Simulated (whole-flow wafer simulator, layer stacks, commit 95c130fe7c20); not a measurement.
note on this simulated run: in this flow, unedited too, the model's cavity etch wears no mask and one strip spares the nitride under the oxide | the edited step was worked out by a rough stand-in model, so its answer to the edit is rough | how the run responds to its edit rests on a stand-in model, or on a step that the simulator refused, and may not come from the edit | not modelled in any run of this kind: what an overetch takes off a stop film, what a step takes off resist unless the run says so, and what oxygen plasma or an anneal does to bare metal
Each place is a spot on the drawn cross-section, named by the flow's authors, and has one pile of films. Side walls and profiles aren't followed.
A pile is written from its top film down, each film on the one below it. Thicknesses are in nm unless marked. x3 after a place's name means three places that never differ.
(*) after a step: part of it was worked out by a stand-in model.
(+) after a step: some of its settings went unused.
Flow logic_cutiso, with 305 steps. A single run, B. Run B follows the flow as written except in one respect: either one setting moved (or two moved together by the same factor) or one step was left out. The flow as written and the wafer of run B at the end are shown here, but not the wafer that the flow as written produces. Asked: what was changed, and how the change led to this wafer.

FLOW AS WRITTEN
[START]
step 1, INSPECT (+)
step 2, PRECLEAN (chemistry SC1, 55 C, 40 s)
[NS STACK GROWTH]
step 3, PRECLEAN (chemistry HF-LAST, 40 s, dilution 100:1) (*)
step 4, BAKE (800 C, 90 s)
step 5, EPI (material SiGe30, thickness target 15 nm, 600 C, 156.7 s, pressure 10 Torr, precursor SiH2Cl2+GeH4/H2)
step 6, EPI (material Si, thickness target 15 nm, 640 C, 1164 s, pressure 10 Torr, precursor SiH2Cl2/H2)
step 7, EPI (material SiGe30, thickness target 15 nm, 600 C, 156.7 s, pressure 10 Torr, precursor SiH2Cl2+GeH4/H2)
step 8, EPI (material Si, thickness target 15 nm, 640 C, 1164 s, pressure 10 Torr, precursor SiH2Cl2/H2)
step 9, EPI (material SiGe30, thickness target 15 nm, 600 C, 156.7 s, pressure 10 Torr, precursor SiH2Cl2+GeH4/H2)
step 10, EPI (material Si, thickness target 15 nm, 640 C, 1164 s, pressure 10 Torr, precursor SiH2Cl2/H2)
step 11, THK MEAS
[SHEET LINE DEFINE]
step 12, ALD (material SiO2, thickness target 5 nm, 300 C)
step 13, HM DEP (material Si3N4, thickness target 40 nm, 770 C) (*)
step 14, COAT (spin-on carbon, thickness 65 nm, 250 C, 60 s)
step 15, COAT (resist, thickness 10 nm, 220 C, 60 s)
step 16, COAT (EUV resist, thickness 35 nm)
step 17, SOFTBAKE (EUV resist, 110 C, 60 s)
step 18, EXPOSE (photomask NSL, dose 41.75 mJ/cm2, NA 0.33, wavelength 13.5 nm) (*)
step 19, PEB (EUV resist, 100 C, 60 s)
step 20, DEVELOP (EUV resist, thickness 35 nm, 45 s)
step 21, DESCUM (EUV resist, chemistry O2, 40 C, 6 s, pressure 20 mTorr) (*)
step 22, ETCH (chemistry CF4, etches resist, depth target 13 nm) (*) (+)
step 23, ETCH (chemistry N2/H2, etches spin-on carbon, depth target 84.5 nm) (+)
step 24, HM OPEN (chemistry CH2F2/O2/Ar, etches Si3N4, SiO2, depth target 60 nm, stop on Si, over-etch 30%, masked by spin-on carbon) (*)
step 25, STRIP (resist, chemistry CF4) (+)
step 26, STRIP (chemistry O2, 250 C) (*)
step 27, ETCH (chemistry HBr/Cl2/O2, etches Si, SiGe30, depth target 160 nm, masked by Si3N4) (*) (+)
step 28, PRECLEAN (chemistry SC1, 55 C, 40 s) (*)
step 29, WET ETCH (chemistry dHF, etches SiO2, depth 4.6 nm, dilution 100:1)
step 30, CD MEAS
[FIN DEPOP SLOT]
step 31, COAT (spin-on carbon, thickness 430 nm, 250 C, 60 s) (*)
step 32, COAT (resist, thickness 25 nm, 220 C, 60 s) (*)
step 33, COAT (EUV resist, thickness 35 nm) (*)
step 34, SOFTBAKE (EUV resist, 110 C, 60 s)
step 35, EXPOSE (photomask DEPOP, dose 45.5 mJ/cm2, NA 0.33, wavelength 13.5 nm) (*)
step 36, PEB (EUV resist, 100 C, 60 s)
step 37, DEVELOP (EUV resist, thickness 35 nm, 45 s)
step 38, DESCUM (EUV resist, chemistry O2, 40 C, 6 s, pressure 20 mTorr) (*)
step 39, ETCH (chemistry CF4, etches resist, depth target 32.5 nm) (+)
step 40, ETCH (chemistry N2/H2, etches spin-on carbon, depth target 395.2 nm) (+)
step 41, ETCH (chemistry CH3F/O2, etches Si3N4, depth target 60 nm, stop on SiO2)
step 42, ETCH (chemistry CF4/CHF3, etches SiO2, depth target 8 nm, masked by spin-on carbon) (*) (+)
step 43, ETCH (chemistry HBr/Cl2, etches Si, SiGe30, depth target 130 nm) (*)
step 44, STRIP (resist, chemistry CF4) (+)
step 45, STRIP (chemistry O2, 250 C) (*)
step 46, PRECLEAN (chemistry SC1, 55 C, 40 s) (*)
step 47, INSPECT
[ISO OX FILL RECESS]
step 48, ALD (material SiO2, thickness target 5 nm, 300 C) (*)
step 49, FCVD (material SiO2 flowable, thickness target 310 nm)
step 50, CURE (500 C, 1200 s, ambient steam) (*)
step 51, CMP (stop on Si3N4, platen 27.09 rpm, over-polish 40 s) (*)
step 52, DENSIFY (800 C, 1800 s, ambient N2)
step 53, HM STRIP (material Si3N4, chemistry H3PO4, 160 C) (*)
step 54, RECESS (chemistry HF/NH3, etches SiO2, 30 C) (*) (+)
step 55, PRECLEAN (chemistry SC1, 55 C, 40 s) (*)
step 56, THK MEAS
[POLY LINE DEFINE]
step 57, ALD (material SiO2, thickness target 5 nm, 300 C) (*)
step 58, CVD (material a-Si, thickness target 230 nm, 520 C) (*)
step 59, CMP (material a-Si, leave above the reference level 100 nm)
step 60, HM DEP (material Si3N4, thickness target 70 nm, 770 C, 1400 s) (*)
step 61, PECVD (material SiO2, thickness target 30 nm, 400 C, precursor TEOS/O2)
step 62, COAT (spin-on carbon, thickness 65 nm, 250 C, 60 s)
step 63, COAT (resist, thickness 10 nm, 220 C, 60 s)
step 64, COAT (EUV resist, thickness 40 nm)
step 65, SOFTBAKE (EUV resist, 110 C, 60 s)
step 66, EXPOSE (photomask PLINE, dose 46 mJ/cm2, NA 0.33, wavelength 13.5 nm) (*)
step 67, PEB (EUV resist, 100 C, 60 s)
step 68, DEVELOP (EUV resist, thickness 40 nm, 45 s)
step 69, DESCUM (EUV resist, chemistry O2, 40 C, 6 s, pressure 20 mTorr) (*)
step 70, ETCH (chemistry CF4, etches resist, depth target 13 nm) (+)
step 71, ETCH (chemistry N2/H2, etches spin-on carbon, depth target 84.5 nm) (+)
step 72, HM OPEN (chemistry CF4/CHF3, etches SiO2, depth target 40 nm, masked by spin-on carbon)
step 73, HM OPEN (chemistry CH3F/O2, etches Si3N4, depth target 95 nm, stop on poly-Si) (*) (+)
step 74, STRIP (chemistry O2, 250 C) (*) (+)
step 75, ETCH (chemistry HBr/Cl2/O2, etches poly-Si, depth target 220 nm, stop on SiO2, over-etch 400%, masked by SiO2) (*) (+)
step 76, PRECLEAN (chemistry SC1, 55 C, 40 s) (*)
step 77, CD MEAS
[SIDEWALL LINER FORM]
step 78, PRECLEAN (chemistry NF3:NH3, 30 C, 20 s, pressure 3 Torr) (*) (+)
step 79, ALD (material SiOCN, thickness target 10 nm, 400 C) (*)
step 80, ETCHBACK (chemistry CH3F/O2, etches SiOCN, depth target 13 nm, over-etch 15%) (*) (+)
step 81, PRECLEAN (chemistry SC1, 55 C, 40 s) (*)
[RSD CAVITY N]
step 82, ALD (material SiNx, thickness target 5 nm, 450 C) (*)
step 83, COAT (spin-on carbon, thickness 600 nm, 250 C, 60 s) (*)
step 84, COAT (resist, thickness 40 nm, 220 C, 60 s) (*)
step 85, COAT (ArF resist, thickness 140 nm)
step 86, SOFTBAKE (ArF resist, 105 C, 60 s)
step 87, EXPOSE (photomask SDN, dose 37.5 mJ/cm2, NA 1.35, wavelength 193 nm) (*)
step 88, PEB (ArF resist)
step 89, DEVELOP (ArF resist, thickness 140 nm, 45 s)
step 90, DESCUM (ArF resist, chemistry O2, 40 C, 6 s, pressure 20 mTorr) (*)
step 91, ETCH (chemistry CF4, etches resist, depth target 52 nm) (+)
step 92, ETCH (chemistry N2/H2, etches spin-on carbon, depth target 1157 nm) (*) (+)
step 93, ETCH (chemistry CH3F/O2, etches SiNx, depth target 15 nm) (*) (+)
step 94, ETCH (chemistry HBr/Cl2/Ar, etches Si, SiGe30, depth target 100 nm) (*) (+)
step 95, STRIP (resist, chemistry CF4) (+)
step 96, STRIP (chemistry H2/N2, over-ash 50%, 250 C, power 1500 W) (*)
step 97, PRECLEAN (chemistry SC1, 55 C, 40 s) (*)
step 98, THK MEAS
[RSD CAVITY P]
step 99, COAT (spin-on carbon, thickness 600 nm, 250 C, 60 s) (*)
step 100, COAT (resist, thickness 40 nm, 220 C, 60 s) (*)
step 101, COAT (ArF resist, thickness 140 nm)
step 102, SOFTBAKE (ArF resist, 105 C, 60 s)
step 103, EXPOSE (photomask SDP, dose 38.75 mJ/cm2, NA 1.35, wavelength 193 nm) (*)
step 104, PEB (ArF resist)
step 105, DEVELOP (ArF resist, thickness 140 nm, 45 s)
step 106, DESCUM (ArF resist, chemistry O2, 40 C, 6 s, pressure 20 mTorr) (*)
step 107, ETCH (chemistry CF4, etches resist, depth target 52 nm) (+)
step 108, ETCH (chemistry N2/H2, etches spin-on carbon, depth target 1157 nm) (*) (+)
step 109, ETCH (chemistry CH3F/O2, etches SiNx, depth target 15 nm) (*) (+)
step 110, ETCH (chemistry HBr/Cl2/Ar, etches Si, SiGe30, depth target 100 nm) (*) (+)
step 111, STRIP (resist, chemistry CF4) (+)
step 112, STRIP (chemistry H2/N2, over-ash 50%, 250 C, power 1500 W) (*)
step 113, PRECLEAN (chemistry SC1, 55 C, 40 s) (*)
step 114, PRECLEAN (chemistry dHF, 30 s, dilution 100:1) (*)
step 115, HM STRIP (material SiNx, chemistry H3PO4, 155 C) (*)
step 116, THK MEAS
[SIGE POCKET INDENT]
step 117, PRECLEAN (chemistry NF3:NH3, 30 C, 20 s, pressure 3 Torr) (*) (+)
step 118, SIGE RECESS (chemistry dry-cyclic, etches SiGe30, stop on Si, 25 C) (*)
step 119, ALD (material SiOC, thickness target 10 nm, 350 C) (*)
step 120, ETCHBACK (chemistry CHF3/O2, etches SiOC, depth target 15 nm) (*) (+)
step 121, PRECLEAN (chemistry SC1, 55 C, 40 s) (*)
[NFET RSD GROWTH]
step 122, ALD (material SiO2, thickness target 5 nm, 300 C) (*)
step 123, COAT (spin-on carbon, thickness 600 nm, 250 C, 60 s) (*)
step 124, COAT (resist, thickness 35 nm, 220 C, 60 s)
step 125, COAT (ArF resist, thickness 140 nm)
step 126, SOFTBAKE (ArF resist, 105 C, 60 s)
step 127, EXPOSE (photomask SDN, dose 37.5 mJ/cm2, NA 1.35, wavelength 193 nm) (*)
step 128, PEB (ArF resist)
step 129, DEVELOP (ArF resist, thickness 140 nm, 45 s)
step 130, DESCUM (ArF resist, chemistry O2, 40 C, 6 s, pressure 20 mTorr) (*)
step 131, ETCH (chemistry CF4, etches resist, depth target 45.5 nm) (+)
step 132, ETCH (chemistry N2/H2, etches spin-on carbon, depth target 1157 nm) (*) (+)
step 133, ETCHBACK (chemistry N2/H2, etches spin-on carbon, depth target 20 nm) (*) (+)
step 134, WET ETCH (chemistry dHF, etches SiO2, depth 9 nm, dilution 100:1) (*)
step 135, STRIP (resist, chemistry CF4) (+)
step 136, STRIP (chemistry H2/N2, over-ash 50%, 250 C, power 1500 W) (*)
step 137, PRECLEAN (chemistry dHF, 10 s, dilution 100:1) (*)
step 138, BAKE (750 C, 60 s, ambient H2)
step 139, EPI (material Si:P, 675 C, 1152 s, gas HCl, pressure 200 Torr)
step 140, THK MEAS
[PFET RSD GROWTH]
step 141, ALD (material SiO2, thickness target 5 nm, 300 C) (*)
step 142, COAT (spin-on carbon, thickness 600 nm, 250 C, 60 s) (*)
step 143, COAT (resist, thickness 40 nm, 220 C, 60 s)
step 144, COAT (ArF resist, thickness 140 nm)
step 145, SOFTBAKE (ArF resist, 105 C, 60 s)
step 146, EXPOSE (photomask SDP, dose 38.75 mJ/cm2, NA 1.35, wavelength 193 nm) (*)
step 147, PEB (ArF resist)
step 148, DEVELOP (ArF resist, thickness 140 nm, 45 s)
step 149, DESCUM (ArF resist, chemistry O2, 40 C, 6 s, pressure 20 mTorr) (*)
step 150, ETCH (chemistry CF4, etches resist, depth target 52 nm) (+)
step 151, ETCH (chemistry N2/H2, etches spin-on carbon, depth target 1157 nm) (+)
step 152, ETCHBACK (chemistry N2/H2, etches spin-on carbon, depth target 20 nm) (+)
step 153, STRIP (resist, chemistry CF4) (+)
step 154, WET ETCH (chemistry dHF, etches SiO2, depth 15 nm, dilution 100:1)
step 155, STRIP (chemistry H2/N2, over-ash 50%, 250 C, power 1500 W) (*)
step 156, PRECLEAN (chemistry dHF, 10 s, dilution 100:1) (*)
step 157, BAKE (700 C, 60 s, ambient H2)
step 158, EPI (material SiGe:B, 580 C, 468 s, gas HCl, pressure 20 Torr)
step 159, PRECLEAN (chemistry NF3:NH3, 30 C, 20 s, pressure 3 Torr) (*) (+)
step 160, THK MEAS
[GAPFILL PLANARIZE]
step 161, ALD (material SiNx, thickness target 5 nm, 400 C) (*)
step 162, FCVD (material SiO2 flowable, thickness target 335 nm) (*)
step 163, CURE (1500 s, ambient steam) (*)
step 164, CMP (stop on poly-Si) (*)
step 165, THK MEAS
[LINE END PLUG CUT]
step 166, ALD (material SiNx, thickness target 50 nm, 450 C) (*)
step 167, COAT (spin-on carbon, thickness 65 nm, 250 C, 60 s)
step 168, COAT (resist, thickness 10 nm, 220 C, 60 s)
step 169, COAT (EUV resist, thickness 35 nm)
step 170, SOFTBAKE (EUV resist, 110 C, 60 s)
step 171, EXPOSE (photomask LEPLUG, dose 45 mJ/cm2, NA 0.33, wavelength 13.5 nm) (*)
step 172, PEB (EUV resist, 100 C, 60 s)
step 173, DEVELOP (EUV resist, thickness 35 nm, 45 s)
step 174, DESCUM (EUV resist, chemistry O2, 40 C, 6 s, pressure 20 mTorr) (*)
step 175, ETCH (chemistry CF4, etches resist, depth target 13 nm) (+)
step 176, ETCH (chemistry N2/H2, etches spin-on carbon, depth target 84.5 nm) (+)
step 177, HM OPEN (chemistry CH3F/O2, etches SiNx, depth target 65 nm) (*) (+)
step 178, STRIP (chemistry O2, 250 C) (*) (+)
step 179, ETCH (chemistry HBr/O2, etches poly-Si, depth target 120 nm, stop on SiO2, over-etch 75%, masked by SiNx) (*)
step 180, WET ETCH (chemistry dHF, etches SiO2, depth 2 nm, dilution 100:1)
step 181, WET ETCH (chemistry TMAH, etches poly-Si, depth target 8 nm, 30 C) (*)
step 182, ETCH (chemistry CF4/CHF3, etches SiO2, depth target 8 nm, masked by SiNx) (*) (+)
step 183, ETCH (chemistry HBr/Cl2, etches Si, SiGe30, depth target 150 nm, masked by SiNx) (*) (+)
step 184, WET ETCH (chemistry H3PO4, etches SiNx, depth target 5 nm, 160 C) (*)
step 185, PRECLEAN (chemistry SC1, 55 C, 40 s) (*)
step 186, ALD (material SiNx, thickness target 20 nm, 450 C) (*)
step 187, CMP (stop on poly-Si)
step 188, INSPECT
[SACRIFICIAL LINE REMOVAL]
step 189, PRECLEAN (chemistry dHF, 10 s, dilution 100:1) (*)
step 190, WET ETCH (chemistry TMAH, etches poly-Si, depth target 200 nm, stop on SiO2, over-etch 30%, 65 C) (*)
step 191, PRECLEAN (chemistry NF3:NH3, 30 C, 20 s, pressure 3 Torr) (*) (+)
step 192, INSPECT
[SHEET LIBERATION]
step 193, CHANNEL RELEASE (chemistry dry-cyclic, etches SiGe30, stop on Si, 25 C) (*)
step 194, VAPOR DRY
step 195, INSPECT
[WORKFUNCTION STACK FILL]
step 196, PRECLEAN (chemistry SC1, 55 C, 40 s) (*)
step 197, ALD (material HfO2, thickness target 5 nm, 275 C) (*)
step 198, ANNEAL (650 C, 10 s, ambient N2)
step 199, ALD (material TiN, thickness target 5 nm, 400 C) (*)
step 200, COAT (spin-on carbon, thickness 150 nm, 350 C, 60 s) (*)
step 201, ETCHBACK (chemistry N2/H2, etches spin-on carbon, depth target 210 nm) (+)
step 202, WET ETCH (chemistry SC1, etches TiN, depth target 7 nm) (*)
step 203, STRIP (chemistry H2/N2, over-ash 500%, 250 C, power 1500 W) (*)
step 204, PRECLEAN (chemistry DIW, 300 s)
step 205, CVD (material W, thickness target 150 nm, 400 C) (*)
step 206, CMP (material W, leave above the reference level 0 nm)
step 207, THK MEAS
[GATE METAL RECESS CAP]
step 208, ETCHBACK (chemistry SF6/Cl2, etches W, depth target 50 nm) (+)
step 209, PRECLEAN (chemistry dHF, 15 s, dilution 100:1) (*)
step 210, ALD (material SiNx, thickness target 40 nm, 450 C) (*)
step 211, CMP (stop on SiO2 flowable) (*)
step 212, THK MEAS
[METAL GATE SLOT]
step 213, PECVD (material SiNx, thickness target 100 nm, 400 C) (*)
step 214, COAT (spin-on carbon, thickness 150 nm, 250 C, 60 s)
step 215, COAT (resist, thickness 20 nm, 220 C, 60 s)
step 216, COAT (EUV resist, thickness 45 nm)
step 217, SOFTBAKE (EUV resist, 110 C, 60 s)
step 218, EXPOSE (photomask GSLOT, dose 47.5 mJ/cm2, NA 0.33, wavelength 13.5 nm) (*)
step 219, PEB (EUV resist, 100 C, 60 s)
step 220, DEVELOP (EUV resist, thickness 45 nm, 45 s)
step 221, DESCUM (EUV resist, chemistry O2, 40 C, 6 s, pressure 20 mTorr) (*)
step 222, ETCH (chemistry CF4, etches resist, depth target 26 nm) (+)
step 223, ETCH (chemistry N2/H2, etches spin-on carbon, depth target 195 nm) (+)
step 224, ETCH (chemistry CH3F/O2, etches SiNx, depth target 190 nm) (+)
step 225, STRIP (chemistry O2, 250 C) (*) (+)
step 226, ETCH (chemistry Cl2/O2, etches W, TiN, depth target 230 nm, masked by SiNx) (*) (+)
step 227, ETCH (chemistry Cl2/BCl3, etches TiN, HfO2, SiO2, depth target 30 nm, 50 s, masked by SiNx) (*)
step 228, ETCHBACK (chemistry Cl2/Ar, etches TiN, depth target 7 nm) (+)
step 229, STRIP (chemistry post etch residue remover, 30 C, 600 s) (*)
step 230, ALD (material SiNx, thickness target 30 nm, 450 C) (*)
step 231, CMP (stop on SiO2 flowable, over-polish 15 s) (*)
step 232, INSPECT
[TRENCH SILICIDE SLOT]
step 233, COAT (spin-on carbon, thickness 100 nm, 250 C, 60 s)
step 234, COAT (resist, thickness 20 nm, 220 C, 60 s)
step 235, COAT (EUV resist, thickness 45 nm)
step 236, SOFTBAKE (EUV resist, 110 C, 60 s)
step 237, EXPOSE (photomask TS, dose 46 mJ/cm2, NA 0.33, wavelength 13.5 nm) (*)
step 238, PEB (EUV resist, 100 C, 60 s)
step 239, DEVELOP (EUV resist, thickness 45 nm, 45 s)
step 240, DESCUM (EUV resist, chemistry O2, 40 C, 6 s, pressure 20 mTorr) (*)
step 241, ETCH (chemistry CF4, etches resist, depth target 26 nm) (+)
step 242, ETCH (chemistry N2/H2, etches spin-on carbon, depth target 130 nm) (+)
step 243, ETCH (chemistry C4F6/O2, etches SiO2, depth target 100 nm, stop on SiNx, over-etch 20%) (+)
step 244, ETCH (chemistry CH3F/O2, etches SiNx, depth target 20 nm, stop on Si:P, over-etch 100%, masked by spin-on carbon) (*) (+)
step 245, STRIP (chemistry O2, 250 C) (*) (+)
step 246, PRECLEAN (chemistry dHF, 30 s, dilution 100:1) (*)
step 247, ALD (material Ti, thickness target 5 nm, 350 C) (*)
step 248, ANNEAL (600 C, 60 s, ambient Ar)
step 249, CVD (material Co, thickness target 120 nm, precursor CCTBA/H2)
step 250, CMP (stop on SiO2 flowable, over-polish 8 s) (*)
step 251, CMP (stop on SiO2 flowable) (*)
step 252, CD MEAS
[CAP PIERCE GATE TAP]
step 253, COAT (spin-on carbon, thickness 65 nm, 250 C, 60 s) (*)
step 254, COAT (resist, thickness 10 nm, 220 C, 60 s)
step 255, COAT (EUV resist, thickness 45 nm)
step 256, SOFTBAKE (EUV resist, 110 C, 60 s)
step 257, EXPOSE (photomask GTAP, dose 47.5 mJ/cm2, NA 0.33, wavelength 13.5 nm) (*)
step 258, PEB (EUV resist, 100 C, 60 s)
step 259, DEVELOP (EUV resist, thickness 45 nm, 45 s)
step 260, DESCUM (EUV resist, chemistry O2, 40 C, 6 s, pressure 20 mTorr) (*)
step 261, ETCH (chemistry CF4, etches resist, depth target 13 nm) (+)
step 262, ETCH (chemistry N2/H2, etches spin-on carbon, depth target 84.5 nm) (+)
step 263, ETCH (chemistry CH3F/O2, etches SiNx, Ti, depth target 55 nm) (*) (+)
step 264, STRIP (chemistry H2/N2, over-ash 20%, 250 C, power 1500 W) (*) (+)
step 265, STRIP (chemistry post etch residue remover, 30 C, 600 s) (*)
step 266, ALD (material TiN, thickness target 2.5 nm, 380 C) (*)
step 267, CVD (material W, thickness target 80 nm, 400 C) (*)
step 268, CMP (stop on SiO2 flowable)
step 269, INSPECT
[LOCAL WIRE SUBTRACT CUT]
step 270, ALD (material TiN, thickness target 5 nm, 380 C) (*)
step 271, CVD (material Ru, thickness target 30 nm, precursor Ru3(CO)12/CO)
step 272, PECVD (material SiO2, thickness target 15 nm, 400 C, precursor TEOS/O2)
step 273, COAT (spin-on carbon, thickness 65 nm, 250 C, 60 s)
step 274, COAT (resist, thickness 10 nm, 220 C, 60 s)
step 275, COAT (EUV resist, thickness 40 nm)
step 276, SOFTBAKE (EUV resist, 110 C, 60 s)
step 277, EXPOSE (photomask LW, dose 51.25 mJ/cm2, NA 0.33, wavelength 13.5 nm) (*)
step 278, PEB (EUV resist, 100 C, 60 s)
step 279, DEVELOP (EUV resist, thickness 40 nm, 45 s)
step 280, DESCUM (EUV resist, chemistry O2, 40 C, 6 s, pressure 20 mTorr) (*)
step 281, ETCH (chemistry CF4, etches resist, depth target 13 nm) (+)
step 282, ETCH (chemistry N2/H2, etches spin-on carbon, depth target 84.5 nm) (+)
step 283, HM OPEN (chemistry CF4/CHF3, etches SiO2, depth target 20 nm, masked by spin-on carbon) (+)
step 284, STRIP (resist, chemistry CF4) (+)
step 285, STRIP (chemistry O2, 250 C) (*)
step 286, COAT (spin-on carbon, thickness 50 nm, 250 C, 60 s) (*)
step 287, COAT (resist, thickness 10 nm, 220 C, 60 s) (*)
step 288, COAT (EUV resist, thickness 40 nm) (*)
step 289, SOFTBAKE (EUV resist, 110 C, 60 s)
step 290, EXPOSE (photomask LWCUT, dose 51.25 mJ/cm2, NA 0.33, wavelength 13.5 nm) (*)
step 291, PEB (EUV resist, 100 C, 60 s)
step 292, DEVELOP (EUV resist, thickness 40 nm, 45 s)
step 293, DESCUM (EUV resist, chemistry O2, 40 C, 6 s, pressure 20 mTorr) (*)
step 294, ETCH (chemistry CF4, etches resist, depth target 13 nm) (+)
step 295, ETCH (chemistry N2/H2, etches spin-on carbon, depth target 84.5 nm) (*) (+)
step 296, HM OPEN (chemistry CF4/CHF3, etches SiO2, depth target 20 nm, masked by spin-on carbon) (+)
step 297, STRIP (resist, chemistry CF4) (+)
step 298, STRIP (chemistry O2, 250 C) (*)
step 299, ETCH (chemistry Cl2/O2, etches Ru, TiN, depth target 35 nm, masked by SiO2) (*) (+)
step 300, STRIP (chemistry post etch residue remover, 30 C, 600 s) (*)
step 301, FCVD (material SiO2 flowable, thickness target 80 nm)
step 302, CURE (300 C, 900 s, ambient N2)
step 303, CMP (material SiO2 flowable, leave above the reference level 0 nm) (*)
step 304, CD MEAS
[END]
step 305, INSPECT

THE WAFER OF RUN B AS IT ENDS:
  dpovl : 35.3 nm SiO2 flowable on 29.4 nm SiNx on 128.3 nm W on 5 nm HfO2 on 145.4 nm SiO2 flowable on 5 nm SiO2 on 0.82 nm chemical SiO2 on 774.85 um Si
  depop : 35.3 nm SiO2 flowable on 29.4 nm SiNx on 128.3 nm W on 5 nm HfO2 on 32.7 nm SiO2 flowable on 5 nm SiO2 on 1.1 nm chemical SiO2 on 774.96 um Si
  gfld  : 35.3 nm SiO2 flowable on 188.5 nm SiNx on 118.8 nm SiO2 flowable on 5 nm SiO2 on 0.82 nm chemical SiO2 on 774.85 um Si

The reason: step 27, ETCH: depth target 240 nm was run, whereas the flow has depth target 160 nm.

Step by step, how the change led to this:
  step 27, ETCH (chemistry HBr/Cl2/O2, etches Si, SiGe30, depth target 160 nm, masked by Si3N4) (*) (+)
      depop, gl, glp and 12 more: Si3N4 loses 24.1 (in the flow as written it would be: Si3N4 loses 16.8)
      gfld, gxf, iso, lnri: chemical SiO2 loses 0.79 (all of it), Si loses 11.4 (all of it), SiGe30 loses 15 (all of it), Si loses 15 (all of it), SiGe30 loses 15 (all of it), Si loses 15 (all of it), SiGe30 loses 15 (all of it), Si loses 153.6 (in the flow as written it would be: chemical SiO2 loses 0.79 (all of it), Si loses 11.4 (all of it), SiGe30 loses 15 (all of it), Si loses 15 (all of it), SiGe30 loses 15 (all of it), Si loses 15 (all of it), SiGe30 loses 15 (all of it), Si loses 73.6)
      (as well as at 3 more places)
  step 31, COAT (spin-on carbon, thickness 430 nm, 250 C, 60 s) (*)
      depop, ns: spin-on carbon gains 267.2 (new film) (in the flow as written it would be: spin-on carbon gains 312 (new film))
      dpovl, nsgap: spin-on carbon gains 531.7 (new film) (in the flow as written it would be: spin-on carbon gains 503.7 (new film))
      (as well as at 18 more places)
  step 40, ETCH (chemistry N2/H2, etches spin-on carbon, depth target 395.2 nm) (+)
      depop: spin-on carbon loses 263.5 (all of it), Si3N4 loses 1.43 (in the flow as written it would be: spin-on carbon loses 308.2 (all of it), Si3N4 loses 0.95)
  step 41, ETCH (chemistry CH3F/O2, etches Si3N4, depth target 60 nm, stop on SiO2)
      gfld, gl, glp and 17 more: resist loses 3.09 (in the flow as written it would be: resist loses 4.65)
      depop: Si3N4 loses 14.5 (all of it), SiO2 loses 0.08 (in the flow as written it would be: Si3N4 loses 22.2 (all of it), SiO2 loses 0.08)
      (as well as at 1 more place)
  step 42, ETCH (chemistry CF4/CHF3, etches SiO2, depth target 8 nm, masked by spin-on carbon) (*) (+)
      gl: resist loses 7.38 (in the flow as written it would be: resist loses 6.54 (all of it), spin-on carbon loses 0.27)
      gxf: resist loses 7.38 (in the flow as written it would be: resist loses 7.42 (all of it))
      (as well as at 16 more places)
  step 43, ETCH (chemistry HBr/Cl2, etches Si, SiGe30, depth target 130 nm) (*)
      gl: resist loses 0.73 (all of it), spin-on carbon loses 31 (in the flow as written it would be: spin-on carbon loses 32)
      gxf: resist loses 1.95 (all of it), spin-on carbon loses 29.3 (in the flow as written it would be: spin-on carbon loses 32)
      (as well as at 10 more places)
  step 45, STRIP (chemistry O2, 250 C) (*)
      gfld, lnri: chemical SiO2 gains 0.83 (new film), spin-on carbon loses 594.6 (all of it), Si loses 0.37 (in the flow as written it would be: chemical SiO2 gains 0.82 (new film), spin-on carbon loses 538.7 (all of it), Si loses 0.36)
      glp, tap: spin-on carbon loses 329.2 (all of it) (in the flow as written it would be: spin-on carbon loses 347.6 (all of it))
      (as well as at 17 more places)
  step 49, FCVD (material SiO2 flowable, thickness target 310 nm)
      gl, glp, gxn and 10 more: SiO2 flowable gains 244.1 (new film) (in the flow as written it would be: SiO2 flowable gains 262.2 (new film))
      gfld, gxf, iso, lnri: SiO2 flowable gains 508.5 (new film) (in the flow as written it would be: SiO2 flowable gains 453.9 (new film))
      (as well as at 5 more places)
  step 50, CURE (500 C, 1200 s, ambient steam) (*)
      depop: SiO2 flowable loses 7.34 (in the flow as written it would be: SiO2 flowable loses 7.92)
      dpovl: SiO2 flowable loses 7.35 (in the flow as written it would be: SiO2 flowable loses 7.92)
      (as well as at 9 more places)
  step 51, CMP (stop on Si3N4, platen 27.09 rpm, over-polish 40 s) (*)
      gxn, gxp: SiO2 flowable loses 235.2 (all of it), SiO2 loses 5 (all of it), Si3N4 loses 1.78 (in the flow as written it would be: SiO2 flowable loses 253 (all of it), SiO2 loses 5 (all of it), Si3N4 loses 1.78)
      iso, lnri: SiO2 flowable loses 241.6 (in the flow as written it would be: SiO2 flowable loses 259.5)
      (as well as at 18 more places)
  step 52, DENSIFY (800 C, 1800 s, ambient N2)
      gfld, gxf, iso, lnri: SiO2 flowable loses 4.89 (in the flow as written it would be: SiO2 flowable loses 3.15)
      dpovl: SiO2 flowable loses 3.62 (in the flow as written it would be: SiO2 flowable loses 2.82)
      (as well as at 2 more places)
  step 53, HM STRIP (material Si3N4, chemistry H3PO4, 160 C) (*)
      gl, glp, gxn and 11 more: Si3N4 loses 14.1 (all of it), SiO2 loses 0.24 (in the flow as written it would be: Si3N4 loses 21.4 (all of it), SiO2 loses 0.36)
      depop, dpovl, gfld, gxf, iso, isow, lnri, nsgap: SiO2 flowable loses 1.2 (in the flow as written it would be: SiO2 flowable loses 1.82)
  step 54, RECESS (chemistry HF/NH3, etches SiO2, 30 C) (*) (+)
      gfld, gxf, iso, lnri: SiO2 flowable loses 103 (in the flow as written it would be: SiO2 flowable loses 111.4)
      depop: SiO2 flowable loses 105.4 (in the flow as written it would be: SiO2 flowable loses 111.9)
      (as well as at 3 more places)
